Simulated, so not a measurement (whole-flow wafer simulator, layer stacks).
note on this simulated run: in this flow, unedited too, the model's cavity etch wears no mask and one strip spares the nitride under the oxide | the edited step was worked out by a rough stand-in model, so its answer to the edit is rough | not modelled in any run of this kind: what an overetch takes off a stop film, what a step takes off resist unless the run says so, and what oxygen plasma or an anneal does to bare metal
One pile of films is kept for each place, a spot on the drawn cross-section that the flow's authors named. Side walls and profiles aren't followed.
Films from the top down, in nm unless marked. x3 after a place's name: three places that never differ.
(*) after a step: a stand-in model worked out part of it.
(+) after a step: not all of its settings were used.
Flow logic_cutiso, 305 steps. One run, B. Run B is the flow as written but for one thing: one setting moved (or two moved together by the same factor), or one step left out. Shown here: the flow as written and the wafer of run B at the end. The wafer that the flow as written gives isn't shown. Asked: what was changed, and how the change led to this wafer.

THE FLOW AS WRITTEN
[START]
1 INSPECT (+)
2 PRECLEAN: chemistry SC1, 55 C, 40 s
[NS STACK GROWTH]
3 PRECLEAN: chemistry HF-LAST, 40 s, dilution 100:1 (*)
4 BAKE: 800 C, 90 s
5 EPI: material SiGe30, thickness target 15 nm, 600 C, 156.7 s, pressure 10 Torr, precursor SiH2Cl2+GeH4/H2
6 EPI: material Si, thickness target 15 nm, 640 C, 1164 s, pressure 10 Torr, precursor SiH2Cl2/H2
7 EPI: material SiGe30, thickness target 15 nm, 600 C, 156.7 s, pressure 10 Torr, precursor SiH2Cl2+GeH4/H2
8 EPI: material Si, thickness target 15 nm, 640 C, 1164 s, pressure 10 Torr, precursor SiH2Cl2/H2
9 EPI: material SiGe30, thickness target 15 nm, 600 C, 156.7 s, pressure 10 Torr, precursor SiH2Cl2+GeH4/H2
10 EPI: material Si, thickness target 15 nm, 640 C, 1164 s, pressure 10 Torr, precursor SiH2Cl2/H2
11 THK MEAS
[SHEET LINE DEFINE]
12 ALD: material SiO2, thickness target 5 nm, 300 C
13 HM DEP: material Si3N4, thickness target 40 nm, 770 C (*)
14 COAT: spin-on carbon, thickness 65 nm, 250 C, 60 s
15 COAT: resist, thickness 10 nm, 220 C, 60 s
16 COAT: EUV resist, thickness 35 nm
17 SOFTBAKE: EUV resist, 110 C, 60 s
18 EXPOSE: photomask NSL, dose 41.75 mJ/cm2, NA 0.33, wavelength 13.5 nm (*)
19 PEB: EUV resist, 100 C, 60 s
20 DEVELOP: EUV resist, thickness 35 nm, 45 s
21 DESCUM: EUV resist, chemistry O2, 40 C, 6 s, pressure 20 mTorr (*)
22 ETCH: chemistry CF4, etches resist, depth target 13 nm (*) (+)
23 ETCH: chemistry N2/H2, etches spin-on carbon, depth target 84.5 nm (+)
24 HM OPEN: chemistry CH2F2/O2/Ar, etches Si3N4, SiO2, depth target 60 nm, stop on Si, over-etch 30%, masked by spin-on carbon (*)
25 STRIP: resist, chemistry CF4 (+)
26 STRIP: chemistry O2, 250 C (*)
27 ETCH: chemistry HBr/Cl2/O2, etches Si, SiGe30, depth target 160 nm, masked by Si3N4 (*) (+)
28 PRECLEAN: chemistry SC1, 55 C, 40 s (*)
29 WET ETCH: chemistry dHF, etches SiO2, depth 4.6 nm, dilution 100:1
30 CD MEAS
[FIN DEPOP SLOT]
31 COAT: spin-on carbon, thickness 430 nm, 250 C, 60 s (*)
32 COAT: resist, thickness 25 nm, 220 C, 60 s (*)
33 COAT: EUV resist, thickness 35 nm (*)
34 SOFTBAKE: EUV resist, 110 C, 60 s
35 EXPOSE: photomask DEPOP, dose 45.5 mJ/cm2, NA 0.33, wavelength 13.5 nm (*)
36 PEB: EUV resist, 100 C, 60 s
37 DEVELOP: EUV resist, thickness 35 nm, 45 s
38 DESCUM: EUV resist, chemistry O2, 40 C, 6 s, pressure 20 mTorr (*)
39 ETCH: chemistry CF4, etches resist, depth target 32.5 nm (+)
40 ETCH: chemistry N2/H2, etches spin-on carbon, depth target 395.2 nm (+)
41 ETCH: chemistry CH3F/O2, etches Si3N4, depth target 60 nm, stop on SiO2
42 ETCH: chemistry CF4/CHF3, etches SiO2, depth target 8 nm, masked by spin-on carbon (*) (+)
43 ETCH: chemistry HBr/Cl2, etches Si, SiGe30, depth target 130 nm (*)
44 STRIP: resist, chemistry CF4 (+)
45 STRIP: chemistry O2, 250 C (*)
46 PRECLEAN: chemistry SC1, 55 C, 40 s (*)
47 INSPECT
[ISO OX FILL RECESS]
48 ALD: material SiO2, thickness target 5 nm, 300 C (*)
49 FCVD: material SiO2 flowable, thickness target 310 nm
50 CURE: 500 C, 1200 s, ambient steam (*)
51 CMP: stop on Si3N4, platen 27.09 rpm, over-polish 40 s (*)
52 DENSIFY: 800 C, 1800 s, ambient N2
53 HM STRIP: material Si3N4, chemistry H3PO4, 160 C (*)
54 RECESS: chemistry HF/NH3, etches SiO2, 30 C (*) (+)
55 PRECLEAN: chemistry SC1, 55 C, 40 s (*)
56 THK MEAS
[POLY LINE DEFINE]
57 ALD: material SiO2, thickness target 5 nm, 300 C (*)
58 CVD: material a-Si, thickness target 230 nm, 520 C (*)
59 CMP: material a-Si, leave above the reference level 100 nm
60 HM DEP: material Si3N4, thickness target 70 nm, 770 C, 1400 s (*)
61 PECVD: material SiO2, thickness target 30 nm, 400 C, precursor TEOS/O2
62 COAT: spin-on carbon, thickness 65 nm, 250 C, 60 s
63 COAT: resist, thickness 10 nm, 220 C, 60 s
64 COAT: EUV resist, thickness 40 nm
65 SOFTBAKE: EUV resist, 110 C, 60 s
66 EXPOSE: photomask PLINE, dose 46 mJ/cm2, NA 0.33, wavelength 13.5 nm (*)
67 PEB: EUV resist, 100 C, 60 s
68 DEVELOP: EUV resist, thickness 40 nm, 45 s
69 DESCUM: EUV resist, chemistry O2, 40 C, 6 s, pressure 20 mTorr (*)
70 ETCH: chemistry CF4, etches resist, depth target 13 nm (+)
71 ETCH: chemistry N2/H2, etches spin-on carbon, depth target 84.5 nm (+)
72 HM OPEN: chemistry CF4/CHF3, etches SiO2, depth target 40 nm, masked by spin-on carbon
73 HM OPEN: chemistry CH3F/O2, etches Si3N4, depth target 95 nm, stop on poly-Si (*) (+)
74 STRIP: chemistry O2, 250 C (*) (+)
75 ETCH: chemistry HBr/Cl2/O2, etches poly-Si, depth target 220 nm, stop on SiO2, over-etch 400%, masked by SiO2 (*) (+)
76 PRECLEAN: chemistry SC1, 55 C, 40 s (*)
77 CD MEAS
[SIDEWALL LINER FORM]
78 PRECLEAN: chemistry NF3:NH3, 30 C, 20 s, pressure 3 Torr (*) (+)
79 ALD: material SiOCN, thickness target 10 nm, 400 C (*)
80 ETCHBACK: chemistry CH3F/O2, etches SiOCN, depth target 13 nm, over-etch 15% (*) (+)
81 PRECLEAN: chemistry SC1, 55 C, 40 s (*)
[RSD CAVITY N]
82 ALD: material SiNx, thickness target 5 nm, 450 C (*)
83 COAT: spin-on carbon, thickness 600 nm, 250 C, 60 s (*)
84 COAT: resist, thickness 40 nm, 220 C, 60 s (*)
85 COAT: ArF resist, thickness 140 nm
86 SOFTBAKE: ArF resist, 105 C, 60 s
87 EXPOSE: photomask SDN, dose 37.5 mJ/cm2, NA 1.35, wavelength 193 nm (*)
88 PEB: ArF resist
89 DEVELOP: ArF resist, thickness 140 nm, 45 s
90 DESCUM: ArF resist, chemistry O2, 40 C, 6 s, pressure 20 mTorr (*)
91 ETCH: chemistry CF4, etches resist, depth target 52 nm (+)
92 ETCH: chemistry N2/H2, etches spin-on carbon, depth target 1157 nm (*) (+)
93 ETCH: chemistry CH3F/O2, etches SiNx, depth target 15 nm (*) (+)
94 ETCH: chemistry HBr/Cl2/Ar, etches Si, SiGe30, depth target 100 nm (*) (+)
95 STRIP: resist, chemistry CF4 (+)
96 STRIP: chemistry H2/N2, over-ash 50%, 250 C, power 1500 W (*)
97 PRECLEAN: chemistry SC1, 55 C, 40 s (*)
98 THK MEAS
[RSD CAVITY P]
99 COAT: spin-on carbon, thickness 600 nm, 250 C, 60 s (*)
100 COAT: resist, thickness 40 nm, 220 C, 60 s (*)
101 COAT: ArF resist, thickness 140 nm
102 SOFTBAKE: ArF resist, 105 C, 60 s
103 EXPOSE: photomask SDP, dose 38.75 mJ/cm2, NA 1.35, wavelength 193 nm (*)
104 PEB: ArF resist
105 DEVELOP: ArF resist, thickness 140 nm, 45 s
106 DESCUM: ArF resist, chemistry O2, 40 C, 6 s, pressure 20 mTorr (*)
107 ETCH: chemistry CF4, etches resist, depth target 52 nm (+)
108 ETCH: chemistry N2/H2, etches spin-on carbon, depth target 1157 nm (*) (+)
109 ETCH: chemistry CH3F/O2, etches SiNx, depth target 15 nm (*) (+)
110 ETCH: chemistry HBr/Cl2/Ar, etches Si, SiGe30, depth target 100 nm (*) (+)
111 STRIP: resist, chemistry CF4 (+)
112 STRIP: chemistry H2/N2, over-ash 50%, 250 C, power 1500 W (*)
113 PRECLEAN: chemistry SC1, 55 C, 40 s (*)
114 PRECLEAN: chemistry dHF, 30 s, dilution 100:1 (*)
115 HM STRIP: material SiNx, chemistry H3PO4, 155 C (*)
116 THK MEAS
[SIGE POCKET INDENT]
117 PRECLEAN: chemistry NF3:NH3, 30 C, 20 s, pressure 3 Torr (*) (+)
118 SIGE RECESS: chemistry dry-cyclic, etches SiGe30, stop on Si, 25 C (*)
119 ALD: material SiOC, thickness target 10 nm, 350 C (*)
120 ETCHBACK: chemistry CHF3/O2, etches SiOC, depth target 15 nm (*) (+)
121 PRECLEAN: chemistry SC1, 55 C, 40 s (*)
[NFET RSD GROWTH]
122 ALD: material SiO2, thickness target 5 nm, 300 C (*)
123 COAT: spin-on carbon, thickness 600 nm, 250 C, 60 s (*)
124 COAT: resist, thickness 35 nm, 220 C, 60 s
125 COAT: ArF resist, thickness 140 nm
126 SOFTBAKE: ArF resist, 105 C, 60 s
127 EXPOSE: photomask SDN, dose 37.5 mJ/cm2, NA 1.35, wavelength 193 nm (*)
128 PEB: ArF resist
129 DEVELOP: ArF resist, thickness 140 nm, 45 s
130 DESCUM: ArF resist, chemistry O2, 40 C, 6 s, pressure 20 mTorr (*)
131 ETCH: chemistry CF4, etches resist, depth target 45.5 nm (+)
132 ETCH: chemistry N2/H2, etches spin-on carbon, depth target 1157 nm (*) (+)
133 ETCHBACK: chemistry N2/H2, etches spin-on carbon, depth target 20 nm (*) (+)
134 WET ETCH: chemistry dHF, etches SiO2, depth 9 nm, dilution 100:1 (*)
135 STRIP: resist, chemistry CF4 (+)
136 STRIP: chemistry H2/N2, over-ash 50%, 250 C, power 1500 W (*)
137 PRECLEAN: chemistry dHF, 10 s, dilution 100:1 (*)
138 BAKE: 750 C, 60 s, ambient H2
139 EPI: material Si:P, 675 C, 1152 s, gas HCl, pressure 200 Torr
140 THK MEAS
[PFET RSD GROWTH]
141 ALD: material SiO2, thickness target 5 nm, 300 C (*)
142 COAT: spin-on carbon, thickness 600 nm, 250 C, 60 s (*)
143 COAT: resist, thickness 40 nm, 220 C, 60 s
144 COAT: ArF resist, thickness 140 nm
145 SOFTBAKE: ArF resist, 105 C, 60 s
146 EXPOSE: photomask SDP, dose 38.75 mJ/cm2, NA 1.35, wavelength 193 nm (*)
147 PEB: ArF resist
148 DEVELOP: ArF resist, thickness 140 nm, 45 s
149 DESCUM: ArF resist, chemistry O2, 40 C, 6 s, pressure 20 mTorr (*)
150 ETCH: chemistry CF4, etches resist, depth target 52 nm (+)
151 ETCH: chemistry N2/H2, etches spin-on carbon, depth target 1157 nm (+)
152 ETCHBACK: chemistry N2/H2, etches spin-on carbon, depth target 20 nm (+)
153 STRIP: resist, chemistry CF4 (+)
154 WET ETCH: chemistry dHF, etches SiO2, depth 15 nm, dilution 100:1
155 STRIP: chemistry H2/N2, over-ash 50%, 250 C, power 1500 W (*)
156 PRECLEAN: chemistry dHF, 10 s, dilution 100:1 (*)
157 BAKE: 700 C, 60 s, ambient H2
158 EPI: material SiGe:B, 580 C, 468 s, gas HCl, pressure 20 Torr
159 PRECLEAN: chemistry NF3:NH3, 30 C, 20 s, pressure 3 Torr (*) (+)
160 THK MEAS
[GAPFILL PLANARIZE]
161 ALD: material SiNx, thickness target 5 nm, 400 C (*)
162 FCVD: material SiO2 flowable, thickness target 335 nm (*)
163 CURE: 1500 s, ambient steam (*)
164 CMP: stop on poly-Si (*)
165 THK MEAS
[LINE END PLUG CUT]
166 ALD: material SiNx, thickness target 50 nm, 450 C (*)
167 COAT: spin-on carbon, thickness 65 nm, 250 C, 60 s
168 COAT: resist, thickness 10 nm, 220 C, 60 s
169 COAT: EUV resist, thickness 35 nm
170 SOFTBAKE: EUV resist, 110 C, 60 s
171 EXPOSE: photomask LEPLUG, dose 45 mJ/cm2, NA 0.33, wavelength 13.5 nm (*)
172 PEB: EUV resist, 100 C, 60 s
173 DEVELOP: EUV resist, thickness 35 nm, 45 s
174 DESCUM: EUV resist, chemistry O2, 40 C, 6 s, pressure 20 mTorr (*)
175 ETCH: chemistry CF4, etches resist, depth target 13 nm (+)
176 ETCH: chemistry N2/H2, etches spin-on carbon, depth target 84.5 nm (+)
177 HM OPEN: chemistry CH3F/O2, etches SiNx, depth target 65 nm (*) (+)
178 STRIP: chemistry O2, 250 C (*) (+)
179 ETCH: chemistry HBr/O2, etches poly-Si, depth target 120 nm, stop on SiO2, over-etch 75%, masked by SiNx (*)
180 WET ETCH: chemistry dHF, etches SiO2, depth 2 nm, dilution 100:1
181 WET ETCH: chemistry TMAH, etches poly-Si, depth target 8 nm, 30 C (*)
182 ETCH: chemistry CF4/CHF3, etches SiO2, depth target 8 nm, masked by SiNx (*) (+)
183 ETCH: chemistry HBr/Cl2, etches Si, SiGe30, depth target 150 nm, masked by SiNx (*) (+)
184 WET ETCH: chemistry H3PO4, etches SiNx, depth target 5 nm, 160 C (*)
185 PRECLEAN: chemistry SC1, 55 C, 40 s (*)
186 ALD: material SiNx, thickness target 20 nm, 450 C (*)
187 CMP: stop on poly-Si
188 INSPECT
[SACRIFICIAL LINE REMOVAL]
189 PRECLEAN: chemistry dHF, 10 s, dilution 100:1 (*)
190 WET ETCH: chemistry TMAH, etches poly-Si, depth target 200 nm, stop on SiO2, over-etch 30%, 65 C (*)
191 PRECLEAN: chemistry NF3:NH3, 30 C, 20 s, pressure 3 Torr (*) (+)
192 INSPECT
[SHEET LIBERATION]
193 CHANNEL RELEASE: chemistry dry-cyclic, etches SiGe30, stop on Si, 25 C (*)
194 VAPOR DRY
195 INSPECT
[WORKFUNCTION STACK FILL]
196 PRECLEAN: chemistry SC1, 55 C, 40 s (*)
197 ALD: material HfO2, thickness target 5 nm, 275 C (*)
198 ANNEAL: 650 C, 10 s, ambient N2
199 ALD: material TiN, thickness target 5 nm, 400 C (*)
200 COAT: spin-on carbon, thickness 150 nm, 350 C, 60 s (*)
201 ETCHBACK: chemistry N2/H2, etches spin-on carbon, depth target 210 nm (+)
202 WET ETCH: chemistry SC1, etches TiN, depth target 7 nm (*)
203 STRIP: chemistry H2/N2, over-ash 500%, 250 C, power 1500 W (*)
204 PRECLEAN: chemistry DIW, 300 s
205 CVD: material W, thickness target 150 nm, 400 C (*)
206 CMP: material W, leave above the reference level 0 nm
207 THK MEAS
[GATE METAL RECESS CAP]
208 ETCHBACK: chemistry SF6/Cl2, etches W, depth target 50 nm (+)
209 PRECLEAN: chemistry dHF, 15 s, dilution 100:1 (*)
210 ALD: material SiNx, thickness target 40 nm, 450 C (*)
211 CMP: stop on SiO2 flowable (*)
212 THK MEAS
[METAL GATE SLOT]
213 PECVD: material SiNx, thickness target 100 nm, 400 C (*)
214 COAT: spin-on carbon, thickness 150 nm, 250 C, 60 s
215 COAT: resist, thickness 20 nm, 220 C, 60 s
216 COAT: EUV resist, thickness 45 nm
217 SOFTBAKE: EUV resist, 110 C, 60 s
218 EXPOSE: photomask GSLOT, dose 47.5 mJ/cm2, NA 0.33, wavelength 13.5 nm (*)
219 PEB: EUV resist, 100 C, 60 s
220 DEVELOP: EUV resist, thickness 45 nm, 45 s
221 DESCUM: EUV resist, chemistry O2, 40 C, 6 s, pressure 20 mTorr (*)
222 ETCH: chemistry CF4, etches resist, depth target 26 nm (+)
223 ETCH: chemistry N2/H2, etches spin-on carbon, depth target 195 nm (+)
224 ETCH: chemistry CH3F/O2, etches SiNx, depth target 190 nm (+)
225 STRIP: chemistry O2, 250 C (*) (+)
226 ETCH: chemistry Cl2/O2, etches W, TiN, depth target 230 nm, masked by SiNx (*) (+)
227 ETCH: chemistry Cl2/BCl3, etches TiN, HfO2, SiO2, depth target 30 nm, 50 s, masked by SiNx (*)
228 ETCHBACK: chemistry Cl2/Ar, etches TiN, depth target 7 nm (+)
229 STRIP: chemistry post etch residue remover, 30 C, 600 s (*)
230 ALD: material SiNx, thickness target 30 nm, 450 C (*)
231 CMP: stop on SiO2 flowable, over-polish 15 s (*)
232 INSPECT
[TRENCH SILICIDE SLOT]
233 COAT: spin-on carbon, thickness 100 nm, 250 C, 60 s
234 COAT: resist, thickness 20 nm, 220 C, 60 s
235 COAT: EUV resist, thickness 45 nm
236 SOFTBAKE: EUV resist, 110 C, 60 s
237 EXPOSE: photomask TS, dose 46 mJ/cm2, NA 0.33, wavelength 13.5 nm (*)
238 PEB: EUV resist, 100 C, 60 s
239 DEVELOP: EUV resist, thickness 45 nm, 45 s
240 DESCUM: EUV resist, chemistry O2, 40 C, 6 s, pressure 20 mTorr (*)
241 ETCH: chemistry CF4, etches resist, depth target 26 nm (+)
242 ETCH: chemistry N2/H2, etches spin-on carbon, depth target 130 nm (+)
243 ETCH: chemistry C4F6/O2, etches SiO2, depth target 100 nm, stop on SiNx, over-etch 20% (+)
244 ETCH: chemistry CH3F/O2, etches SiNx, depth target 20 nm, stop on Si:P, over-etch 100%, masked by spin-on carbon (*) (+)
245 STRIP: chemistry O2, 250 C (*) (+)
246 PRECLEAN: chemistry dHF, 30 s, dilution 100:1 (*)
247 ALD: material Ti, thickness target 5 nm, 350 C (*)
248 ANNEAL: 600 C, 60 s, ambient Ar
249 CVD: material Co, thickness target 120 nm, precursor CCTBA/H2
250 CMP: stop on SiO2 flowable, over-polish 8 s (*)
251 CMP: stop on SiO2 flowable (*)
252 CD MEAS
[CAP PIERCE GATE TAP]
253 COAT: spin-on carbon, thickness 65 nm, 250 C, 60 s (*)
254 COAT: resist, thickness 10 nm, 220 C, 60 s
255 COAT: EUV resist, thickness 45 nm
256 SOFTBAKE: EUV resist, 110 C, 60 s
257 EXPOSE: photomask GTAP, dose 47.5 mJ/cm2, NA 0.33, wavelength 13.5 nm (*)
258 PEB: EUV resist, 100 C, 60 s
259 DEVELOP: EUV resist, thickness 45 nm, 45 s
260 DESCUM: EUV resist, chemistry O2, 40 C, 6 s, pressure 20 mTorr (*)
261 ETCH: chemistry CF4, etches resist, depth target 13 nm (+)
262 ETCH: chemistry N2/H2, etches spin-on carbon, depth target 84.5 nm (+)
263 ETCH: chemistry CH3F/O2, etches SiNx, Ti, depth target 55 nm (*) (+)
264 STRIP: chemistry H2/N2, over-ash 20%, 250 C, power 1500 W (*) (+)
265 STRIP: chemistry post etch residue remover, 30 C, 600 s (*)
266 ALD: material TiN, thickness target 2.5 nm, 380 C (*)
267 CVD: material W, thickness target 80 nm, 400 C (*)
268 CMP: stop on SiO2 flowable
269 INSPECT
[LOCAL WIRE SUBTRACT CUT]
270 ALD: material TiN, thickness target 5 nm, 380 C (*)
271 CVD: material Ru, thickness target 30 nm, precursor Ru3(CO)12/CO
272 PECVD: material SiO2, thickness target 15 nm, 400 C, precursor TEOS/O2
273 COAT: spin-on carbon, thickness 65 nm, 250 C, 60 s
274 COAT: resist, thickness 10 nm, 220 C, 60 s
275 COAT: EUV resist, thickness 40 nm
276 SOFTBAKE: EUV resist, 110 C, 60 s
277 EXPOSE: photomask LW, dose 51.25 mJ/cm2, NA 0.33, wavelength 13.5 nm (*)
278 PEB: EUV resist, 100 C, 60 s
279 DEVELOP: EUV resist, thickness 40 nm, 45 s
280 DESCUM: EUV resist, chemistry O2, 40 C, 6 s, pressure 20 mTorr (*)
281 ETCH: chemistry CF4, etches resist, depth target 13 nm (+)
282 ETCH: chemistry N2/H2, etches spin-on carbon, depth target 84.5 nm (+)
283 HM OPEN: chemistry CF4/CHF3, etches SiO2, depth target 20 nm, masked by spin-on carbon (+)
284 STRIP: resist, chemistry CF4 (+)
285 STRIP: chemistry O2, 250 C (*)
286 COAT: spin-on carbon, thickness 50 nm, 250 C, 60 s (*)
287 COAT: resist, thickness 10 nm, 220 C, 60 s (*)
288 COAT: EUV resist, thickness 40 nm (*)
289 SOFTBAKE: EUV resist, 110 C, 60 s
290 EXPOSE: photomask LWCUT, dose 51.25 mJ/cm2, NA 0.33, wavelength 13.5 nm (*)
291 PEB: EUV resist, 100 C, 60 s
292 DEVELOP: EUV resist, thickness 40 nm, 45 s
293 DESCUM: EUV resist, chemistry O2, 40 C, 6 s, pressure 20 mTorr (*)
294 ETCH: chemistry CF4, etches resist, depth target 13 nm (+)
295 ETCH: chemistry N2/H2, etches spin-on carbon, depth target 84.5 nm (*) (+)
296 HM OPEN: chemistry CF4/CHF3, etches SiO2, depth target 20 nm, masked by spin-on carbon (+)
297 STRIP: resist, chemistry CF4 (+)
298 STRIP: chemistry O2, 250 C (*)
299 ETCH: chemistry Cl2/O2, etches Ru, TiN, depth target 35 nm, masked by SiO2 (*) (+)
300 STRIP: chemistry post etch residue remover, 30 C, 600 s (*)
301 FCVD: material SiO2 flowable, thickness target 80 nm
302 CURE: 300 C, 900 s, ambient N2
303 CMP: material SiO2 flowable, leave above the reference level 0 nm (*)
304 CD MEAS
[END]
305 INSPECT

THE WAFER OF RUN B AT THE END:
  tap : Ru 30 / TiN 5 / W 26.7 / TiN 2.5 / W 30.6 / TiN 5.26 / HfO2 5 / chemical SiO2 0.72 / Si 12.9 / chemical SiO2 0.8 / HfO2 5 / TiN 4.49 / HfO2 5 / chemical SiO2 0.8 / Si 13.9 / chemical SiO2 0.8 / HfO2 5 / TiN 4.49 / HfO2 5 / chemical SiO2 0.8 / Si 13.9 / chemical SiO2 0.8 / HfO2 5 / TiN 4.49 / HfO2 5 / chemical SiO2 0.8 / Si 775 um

The cause: step 263, ETCH: depth target 33 nm was run, where the flow has depth target 55 nm.

How the change led to this, step by step:
  263 ETCH: chemistry CH3F/O2, etches SiNx, Ti, depth target 55 nm (*) (+)
      glp, lnrp, lnrt, plug, rsdn, rsdp, rsdw: resist -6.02 (all of it), spin-on carbon -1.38 (as written it would be: resist -6.02 (all of it), spin-on carbon -6.48)
      depop, dpovl, gl, isow, ns, nsgap: resist -6.03 (all of it), spin-on carbon -1.36 (as written it would be: resist -6.03 (all of it), spin-on carbon -6.46)
      (and at 9 more places)
  264 STRIP: chemistry H2/N2, over-ash 20%, 250 C, power 1500 W (*) (+)
      gfld, gl, glp and 11 more: spin-on carbon -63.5 (all of it) (as written it would be: spin-on carbon -58.4 (all of it))
      depop, dpovl, isow, ns, nsgap: spin-on carbon -63.6 (all of it) (as written it would be: spin-on carbon -58.5 (all of it))
      (and at 2 more places)
